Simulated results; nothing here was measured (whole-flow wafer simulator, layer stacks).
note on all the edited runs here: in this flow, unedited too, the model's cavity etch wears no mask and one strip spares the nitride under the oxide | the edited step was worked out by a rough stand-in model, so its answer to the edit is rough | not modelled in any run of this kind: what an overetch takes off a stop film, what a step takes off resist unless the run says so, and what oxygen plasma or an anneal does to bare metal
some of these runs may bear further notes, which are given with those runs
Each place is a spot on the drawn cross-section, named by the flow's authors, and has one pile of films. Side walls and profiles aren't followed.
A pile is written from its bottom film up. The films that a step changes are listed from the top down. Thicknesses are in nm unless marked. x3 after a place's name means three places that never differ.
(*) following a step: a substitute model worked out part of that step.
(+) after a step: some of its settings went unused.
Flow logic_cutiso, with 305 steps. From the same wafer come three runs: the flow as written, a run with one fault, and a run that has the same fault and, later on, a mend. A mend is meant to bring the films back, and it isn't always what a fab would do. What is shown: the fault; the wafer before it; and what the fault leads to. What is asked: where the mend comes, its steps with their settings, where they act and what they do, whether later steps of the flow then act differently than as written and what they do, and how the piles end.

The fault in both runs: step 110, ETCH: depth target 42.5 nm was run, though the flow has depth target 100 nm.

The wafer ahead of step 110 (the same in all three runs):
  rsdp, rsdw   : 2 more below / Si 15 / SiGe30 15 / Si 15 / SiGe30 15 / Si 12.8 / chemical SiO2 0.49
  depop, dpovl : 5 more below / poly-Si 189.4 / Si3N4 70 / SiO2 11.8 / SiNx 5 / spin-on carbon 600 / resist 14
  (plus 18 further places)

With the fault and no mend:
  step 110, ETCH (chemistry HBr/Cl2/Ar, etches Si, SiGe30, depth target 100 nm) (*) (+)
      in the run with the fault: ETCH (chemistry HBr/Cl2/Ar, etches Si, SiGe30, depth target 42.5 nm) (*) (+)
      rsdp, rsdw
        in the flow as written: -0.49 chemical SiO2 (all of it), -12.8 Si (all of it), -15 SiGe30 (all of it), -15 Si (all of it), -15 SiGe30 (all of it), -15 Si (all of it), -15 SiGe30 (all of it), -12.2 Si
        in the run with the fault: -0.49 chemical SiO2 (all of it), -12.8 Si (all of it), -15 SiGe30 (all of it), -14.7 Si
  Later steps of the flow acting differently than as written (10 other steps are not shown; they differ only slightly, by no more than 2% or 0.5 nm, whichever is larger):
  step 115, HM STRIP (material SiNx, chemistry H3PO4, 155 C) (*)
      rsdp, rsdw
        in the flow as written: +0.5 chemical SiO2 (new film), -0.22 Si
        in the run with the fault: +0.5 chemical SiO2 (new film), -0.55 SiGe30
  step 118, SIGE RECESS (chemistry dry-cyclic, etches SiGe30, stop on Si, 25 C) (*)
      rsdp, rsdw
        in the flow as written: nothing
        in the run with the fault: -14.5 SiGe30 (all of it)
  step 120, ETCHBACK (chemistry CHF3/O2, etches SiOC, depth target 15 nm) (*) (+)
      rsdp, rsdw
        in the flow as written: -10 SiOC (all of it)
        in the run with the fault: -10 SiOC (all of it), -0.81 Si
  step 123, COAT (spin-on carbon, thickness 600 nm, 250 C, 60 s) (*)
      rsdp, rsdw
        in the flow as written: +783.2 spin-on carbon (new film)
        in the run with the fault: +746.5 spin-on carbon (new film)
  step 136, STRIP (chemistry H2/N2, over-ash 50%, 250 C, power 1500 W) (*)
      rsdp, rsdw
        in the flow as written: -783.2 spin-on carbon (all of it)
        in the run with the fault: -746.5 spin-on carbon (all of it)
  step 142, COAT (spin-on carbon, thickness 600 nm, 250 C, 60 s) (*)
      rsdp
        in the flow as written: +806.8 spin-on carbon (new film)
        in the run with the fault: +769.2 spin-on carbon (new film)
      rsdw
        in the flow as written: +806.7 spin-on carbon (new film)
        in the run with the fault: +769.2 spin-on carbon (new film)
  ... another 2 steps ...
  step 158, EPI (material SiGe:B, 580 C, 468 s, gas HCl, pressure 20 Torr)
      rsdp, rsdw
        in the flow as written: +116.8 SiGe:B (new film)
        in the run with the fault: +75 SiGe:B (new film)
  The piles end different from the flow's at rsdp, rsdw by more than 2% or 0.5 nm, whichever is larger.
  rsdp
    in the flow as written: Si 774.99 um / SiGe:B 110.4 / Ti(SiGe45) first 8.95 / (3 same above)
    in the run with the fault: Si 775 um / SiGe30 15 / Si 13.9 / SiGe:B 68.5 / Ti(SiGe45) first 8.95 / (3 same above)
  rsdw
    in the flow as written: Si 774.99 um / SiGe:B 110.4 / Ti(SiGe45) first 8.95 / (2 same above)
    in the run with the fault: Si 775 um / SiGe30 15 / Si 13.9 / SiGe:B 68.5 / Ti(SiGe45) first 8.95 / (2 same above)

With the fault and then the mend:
  After step 110 comes the mend.
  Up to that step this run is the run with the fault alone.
  step 110a, ETCH (chemistry HBr/Cl2/Ar, etches Si, SiGe30, depth target 57.5 nm) (*) (+) (a further turn of the flow's step 110, with different settings)
      rsdp, rsdw
        -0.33 Si (all of it), -15 SiGe30 (all of it), -15 Si (all of it), -15 SiGe30 (all of it), -12.2 Si
  Later steps of the flow that are run all act as written at every place that is followed.
  At every place that both follow, the piles at the end match the flow's.
